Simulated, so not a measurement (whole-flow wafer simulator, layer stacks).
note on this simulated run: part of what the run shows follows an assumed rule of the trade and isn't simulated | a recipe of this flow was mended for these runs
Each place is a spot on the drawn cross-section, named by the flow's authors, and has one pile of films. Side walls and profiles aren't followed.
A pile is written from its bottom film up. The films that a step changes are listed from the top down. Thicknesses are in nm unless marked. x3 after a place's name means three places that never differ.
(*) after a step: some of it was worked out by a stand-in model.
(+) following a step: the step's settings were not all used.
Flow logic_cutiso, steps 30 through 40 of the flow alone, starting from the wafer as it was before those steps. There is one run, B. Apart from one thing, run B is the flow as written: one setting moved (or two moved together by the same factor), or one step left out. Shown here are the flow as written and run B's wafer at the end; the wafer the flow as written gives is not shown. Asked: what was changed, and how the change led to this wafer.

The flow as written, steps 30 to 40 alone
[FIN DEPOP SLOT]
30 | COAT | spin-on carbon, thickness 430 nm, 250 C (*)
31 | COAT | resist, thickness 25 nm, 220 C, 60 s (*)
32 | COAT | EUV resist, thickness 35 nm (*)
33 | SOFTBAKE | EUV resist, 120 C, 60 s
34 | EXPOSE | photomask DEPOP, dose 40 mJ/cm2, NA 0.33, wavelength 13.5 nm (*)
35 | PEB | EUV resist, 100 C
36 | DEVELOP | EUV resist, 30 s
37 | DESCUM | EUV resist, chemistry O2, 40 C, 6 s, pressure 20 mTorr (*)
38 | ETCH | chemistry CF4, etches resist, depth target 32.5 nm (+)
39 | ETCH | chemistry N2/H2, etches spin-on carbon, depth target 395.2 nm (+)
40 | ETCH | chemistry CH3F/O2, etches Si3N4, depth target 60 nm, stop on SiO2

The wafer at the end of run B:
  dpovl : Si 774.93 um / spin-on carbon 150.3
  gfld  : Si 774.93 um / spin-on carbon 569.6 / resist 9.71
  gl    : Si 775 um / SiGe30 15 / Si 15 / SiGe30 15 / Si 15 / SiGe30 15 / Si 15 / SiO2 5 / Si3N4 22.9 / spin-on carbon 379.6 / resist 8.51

The reason: step 39, ETCH: depth target 338.3 nm was run, though the flow has depth target 395.2 nm.

How this came from the change, step by step:
  39 | ETCH | chemistry N2/H2, etches spin-on carbon, depth target 395.2 nm (+)
      gl, glp, gxp and 10 more: -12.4 EUV resist (all of it), -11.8 resist (as written it would have been: -12.4 EUV resist (all of it), -13.9 resist)
      gfld, gxf, gxn, iso, lnr, lnri, rsdx: -12.5 EUV resist (all of it), -11.8 resist (as written it would have been: -12.5 EUV resist (all of it), -13.9 resist)
      (and at 2 other places as well)
  40 | ETCH | chemistry CH3F/O2, etches Si3N4, depth target 60 nm, stop on SiO2
      depop: -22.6 Si3N4 (all of it), -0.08 SiO2 (as written it would have been: -22 Si3N4 (all of it), -0.08 SiO2)
